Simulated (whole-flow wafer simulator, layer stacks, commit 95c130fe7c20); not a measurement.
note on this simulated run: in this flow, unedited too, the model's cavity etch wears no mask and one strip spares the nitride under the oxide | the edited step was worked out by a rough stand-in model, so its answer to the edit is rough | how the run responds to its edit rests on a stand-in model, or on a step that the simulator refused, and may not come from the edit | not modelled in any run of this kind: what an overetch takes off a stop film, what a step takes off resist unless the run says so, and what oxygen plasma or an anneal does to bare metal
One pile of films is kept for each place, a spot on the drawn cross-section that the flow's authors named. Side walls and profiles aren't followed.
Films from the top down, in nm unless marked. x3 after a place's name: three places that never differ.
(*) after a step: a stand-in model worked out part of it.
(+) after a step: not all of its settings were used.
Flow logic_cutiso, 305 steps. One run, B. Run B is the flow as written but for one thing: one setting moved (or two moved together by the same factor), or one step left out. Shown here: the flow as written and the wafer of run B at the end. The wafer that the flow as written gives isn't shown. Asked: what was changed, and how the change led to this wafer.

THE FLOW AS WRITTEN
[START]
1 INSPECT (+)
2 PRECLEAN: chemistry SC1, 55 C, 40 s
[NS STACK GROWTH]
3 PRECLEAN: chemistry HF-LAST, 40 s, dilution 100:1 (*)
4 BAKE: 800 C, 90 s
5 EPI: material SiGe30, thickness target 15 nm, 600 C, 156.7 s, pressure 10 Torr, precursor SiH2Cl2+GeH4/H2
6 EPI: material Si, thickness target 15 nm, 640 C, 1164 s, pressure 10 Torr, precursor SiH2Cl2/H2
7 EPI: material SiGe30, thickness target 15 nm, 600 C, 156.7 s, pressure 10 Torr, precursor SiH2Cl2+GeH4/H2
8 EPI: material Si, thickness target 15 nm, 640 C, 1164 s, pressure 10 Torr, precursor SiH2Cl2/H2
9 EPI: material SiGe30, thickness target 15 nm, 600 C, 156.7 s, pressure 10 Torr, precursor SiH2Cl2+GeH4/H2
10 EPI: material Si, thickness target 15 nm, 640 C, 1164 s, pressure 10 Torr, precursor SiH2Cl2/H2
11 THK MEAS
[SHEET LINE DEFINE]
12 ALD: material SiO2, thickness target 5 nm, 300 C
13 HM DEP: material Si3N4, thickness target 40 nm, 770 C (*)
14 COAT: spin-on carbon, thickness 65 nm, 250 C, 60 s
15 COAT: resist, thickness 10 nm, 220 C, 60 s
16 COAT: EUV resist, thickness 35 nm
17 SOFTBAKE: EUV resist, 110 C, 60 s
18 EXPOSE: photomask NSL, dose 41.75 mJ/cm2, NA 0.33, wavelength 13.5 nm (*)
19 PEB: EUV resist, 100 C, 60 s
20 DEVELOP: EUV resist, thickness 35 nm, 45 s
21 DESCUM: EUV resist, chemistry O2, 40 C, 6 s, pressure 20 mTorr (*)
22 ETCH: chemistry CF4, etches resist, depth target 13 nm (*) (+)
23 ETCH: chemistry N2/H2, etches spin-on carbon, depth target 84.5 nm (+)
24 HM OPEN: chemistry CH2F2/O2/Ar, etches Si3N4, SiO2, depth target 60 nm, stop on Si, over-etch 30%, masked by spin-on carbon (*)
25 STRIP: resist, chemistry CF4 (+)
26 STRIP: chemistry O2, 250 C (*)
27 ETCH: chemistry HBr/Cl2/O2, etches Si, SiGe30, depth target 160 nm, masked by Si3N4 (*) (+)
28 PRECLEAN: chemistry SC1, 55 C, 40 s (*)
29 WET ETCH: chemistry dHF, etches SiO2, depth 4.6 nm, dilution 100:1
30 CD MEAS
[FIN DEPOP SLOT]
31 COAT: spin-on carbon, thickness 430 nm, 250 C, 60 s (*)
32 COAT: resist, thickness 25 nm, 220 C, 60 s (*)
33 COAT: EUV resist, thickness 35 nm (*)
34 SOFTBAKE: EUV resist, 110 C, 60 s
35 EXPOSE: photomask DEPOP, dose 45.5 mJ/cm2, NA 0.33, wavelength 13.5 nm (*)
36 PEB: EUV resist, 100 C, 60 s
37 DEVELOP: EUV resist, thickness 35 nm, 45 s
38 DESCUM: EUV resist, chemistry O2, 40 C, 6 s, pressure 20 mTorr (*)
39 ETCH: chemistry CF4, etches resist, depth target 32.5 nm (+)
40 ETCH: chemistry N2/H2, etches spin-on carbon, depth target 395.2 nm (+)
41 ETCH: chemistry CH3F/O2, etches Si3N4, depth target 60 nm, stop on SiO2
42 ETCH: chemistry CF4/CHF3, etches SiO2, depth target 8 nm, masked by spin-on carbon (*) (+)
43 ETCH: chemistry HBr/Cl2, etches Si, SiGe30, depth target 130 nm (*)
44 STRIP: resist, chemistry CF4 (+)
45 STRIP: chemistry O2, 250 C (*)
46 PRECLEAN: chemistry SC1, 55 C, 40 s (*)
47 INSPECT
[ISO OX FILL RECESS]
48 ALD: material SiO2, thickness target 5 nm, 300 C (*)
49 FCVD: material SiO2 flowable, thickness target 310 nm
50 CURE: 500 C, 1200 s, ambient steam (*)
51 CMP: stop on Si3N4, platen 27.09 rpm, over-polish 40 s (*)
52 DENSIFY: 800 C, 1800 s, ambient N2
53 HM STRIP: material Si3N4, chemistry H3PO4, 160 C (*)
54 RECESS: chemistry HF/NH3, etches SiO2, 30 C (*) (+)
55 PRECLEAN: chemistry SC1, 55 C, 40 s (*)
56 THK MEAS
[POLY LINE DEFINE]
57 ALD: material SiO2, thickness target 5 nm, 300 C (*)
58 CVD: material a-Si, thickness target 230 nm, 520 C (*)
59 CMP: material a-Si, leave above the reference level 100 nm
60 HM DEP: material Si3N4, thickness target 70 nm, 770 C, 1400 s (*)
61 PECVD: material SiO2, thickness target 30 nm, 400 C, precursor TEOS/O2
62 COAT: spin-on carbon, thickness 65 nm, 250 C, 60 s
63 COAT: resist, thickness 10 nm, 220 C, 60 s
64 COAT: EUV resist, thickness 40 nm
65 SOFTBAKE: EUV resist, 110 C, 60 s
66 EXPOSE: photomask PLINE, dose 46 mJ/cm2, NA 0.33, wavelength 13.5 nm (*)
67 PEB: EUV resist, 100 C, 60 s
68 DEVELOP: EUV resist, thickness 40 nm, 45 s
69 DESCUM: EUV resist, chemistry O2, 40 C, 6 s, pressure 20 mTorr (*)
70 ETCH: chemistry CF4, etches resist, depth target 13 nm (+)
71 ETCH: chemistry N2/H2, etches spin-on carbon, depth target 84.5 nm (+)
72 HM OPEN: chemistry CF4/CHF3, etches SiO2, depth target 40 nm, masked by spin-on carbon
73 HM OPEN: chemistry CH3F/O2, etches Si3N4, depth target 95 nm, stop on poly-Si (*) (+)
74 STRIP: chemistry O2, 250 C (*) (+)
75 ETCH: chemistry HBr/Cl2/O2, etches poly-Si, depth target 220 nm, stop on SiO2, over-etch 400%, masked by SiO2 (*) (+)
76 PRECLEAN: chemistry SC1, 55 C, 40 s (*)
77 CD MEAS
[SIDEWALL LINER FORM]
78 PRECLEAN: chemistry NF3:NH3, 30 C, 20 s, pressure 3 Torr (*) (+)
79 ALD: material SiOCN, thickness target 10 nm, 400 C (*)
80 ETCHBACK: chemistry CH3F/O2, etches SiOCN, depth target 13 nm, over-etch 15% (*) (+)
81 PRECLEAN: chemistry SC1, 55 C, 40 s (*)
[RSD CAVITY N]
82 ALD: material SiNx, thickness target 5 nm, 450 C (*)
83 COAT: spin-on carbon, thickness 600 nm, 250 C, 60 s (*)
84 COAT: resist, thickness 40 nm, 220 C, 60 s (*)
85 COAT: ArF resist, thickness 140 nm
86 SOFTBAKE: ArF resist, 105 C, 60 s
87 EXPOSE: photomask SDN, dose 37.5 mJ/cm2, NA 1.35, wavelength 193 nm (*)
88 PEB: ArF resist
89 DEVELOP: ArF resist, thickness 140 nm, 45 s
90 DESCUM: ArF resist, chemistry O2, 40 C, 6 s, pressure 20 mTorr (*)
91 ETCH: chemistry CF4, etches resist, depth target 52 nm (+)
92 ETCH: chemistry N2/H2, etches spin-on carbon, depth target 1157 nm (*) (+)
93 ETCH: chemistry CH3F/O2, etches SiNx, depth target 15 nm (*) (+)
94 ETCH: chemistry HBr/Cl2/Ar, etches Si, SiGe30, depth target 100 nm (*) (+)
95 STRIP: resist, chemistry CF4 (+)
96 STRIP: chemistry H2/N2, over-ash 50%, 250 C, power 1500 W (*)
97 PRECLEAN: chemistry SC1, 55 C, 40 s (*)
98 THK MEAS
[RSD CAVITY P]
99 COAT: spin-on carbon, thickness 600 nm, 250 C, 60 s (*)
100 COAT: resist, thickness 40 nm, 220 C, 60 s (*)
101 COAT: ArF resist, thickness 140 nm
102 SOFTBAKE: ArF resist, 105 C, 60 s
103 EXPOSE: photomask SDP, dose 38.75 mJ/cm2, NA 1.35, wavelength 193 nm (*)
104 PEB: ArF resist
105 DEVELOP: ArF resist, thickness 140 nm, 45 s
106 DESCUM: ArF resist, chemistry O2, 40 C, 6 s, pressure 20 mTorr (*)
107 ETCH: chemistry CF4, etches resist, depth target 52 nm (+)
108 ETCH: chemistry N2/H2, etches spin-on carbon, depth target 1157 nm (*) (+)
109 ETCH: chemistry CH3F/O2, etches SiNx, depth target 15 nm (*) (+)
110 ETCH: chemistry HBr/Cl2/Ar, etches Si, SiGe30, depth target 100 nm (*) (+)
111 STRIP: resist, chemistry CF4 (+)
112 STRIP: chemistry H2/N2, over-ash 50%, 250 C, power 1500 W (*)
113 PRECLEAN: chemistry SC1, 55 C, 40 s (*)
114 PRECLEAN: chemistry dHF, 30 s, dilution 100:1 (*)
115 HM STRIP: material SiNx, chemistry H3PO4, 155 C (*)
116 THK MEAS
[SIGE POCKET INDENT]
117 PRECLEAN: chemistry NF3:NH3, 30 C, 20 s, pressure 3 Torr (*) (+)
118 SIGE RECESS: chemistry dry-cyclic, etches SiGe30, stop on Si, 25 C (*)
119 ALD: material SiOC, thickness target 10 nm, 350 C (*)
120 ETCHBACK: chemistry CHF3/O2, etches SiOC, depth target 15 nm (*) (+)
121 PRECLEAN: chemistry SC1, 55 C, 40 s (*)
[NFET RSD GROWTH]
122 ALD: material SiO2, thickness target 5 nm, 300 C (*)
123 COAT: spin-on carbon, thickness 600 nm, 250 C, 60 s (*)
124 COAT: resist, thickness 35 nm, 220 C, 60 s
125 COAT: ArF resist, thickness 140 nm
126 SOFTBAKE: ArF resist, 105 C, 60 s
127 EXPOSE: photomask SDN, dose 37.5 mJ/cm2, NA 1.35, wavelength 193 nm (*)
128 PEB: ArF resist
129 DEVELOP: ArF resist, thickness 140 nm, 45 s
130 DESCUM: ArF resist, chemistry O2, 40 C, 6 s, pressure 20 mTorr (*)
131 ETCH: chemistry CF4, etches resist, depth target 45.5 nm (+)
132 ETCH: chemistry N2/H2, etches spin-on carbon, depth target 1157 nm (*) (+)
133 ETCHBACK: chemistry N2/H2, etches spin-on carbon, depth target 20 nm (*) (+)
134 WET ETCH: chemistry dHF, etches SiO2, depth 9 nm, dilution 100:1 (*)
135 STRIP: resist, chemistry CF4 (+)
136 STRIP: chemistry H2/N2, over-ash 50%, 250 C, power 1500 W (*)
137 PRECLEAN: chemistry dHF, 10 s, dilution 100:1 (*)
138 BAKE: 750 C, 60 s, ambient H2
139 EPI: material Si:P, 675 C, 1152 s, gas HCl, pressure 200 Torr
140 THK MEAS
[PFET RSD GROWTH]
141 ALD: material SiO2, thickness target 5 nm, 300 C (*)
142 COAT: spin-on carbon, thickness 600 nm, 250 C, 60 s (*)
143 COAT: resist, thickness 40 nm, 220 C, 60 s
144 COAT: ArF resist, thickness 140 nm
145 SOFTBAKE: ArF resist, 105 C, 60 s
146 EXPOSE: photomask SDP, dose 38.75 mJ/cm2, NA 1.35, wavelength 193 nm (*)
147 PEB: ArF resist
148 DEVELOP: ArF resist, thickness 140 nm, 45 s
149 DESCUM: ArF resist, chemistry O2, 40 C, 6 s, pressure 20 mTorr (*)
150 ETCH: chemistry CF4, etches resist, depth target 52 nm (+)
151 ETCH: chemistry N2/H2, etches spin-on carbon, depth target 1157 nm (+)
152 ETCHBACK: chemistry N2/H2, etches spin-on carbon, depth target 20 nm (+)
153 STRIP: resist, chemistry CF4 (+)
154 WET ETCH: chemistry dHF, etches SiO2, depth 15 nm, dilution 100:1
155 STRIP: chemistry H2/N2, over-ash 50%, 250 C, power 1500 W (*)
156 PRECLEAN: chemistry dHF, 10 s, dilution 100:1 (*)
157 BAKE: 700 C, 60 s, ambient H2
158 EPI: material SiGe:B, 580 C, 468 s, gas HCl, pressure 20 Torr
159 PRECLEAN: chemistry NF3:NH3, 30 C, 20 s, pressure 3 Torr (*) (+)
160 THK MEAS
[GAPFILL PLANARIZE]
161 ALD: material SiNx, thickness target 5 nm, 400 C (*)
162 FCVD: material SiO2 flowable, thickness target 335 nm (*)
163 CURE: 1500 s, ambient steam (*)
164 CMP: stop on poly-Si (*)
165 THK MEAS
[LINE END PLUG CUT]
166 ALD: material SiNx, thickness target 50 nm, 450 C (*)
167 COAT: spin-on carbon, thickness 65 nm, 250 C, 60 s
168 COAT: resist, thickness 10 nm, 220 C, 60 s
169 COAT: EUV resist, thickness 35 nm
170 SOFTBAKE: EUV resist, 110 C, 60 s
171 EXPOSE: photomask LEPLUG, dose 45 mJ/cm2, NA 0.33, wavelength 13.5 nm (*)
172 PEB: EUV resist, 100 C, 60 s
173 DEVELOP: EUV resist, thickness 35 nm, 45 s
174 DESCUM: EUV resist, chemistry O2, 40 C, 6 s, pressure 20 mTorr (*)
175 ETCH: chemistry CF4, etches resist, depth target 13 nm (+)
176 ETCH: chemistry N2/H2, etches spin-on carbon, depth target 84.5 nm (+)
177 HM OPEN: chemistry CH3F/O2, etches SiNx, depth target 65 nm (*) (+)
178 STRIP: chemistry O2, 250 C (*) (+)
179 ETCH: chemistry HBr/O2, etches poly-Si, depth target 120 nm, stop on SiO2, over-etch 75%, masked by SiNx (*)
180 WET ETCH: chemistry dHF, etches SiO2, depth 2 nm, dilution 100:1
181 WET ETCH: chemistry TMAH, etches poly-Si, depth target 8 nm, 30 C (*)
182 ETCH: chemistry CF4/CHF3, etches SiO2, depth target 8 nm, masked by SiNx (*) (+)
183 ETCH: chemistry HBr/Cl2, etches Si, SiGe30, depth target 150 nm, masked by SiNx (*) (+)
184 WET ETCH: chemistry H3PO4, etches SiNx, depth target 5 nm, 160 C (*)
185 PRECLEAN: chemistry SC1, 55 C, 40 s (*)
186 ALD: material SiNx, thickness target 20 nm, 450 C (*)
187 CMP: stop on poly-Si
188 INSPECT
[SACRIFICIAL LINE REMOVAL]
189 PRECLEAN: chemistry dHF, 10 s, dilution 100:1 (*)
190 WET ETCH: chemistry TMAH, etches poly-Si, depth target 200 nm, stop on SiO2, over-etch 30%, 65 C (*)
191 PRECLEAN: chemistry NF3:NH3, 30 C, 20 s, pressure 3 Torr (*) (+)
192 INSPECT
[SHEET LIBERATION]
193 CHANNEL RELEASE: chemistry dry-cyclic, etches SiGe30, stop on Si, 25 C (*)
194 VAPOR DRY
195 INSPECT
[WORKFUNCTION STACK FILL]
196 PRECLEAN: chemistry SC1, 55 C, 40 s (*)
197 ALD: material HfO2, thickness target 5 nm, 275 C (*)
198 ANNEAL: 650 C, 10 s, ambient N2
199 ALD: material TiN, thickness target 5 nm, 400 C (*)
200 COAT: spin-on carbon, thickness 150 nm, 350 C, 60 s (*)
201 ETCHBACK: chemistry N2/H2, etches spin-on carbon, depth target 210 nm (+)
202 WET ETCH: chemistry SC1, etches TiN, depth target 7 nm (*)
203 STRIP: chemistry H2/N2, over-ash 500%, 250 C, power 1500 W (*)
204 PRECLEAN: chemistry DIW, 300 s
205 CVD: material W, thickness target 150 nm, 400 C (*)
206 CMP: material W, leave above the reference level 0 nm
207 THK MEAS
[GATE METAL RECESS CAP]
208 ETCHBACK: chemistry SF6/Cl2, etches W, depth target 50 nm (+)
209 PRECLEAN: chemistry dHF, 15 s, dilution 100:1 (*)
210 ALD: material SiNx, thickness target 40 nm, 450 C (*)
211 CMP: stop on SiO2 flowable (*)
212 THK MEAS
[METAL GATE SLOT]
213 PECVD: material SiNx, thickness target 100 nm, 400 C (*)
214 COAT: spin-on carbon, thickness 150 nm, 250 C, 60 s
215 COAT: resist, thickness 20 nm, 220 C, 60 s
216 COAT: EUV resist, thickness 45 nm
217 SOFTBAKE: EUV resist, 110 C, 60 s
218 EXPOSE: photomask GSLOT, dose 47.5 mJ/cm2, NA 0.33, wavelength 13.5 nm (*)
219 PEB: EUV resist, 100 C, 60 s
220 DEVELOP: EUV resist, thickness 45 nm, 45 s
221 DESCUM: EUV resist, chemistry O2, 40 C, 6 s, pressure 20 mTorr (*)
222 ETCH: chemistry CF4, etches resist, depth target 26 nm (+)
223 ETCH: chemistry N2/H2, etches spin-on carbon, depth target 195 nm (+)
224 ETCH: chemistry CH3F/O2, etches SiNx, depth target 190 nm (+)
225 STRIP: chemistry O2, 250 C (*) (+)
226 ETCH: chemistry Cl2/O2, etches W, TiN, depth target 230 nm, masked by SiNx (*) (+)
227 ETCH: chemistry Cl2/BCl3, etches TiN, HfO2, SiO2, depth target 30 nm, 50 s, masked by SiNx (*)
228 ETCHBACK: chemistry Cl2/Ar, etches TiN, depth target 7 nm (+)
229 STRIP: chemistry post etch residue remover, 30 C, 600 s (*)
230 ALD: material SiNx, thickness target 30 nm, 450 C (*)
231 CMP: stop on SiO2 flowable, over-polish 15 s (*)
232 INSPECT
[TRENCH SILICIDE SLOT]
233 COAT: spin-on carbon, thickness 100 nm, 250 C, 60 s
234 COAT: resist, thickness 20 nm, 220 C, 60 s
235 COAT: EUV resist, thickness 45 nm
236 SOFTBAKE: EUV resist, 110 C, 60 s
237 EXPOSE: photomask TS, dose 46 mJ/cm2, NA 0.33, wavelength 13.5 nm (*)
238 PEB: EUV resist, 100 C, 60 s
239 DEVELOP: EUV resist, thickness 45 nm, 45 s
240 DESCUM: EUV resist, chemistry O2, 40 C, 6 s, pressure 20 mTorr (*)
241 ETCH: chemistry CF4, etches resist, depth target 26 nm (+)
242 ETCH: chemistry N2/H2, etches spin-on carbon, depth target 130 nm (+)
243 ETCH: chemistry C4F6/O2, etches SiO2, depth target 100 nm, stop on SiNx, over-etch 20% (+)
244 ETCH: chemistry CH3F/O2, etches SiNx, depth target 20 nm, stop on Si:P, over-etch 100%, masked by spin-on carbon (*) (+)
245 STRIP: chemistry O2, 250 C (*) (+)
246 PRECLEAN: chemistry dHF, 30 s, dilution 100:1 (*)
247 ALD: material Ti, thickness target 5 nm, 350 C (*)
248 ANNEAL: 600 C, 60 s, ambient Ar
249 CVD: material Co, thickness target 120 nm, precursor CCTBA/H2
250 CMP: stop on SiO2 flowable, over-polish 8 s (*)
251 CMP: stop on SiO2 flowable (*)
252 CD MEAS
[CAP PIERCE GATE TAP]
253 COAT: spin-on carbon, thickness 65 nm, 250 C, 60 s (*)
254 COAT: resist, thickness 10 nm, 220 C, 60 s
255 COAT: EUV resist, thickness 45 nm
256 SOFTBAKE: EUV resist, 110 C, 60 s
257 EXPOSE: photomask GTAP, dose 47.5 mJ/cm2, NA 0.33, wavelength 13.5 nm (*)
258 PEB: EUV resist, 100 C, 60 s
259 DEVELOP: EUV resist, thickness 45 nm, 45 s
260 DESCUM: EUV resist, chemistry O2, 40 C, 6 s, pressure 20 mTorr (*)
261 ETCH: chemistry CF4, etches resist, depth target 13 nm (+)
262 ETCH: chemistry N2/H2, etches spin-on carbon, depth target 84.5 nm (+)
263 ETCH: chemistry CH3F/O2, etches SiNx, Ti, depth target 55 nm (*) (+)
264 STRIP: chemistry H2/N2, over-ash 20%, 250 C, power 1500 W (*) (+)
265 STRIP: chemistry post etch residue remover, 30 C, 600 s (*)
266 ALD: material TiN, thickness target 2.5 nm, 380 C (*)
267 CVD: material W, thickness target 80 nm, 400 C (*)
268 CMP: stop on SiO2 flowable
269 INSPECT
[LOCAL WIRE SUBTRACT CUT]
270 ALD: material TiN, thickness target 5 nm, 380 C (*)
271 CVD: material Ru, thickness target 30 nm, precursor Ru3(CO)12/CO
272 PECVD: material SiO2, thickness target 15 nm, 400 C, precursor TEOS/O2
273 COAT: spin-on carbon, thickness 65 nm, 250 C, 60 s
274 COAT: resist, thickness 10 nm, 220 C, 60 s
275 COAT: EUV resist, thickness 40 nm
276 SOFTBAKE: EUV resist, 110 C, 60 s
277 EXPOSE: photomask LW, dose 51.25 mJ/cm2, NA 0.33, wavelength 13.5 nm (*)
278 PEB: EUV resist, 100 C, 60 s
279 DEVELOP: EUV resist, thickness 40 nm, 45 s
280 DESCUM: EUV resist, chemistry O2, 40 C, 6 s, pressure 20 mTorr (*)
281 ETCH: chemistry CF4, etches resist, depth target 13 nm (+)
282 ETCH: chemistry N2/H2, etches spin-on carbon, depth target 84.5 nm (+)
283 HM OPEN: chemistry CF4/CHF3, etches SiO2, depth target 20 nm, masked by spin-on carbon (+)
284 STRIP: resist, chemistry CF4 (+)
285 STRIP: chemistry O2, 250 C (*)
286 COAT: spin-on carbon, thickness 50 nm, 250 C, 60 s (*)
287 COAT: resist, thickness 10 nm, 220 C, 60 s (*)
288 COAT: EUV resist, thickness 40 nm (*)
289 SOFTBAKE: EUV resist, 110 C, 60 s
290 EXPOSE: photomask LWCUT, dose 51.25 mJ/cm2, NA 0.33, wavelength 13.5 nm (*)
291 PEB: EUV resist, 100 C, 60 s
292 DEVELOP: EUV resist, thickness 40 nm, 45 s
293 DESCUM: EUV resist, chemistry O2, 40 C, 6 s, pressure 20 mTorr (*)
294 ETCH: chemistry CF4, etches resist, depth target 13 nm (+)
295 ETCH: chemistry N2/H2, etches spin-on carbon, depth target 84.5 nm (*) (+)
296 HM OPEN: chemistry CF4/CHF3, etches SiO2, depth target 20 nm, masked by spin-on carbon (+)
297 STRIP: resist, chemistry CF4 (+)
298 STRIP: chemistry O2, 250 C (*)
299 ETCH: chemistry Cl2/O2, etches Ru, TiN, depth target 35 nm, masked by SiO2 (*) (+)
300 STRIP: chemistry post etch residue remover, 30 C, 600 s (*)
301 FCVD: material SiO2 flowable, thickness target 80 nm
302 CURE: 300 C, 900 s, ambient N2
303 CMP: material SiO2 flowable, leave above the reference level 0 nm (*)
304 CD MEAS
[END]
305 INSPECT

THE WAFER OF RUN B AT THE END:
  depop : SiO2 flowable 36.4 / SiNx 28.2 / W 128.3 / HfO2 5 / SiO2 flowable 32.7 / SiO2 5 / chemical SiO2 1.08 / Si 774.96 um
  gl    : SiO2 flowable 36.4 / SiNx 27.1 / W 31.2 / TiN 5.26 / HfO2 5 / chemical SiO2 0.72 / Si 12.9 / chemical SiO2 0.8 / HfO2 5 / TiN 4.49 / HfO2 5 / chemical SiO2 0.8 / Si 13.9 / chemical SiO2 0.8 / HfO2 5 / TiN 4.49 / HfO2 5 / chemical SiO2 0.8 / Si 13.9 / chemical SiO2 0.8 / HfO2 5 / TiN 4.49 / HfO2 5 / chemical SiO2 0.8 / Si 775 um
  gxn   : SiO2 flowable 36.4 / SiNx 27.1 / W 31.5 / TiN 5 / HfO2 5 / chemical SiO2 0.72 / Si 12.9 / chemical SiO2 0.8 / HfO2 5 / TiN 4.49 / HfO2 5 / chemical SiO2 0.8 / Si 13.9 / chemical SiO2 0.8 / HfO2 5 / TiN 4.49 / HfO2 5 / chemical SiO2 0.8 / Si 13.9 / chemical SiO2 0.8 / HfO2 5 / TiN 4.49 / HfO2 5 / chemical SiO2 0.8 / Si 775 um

The cause: step 299, ETCH: depth target 55.1 nm was run, where the flow has depth target 35 nm.

How the change led to this, step by step:
  299 ETCH: chemistry Cl2/O2, etches Ru, TiN, depth target 35 nm, masked by SiO2 (*) (+)
      depop, dpovl, gfld and 9 more: Ru -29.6 (all of it), TiN -5 (all of it), SiNx -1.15 (as written it would be: Ru -29.6 (all of it), TiN -5 (all of it))
      iso, rsdx: Ru -29.6 (all of it), TiN -5 (all of it), SiO2 flowable -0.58 (as written it would be: Ru -29.6 (all of it), TiN -5 (all of it))
      (and at 5 more places)
  303 CMP: material SiO2 flowable, leave above the reference level 0 nm (*)
      depop, dpovl, isow, ns, nsgap: SiO2 flowable -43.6 (as written it would be: SiO2 flowable -44.7)
